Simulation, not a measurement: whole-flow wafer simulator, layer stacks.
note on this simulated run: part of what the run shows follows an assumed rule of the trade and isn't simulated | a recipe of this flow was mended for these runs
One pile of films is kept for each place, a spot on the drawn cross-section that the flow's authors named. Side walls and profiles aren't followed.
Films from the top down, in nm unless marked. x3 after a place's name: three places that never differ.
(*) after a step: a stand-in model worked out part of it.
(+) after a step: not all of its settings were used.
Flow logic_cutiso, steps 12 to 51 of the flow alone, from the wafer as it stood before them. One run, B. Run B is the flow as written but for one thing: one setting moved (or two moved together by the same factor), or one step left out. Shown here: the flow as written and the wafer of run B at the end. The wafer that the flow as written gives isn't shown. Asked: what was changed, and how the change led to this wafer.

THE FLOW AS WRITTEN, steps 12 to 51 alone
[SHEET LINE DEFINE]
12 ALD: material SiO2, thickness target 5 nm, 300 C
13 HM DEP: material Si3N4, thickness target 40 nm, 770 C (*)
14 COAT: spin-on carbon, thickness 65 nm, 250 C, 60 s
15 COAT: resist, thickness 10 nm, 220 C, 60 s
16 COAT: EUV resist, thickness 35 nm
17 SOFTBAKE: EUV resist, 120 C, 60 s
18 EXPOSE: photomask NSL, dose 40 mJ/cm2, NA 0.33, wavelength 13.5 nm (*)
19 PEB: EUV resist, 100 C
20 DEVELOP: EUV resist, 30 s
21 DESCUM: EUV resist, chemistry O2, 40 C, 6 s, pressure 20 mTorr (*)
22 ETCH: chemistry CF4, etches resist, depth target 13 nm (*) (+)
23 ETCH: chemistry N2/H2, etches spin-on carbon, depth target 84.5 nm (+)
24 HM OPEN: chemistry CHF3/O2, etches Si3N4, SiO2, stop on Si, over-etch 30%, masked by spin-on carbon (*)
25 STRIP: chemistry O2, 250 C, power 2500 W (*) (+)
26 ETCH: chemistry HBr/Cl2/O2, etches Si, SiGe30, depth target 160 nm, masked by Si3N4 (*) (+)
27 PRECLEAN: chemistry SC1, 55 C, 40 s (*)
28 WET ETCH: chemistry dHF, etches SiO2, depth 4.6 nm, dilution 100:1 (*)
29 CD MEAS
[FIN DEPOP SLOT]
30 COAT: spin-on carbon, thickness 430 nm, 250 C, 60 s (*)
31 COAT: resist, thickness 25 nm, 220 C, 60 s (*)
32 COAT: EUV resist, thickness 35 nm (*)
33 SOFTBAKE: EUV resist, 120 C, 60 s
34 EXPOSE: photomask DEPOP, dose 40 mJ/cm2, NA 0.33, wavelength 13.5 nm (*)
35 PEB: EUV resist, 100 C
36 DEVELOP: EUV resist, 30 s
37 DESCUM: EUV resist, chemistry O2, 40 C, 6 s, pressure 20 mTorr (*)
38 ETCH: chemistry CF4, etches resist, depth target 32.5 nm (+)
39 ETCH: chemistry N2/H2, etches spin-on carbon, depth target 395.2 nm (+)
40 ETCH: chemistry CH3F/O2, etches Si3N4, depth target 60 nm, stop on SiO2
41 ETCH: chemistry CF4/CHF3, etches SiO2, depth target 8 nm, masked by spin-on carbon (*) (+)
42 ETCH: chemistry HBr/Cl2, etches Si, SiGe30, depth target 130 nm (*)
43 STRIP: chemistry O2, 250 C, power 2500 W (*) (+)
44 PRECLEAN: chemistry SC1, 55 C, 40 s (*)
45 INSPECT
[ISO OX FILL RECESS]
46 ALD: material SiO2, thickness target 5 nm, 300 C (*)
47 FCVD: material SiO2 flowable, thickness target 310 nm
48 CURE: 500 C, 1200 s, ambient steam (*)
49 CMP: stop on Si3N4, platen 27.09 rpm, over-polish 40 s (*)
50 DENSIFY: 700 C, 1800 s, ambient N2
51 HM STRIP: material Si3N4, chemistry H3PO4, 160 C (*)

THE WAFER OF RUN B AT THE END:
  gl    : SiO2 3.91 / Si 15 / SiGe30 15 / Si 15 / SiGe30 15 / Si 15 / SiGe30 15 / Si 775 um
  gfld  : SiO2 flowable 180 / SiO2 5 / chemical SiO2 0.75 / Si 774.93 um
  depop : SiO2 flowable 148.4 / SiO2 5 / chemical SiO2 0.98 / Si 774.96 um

The cause: step 12, ALD: thickness target 4.3 nm was run, where the flow has thickness target 5 nm.

How the change led to this, step by step:
  12 ALD: material SiO2, thickness target 5 nm, 300 C
      depop, dpovl, gfld and 19 more: SiO2 +4.3 (new film) (as written it would be: SiO2 +5 (new film))
  24 HM OPEN: chemistry CHF3/O2, etches Si3N4, SiO2, stop on Si, over-etch 30%, masked by spin-on carbon (*)
      dpovl, gfld, gxf, iso, isow, lnri, nsgap: Si3N4 -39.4 (all of it), SiO2 -4.3 (all of it), Si -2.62 (as written it would be: Si3N4 -39.4 (all of it), SiO2 -5 (all of it), Si -2.67)
  41 ETCH: chemistry CF4/CHF3, etches SiO2, depth target 8 nm, masked by spin-on carbon (*) (+)
      depop: SiO2 -4.22 (all of it), Si -1.51 (as written it would be: SiO2 -4.92 (all of it), Si -1.23)
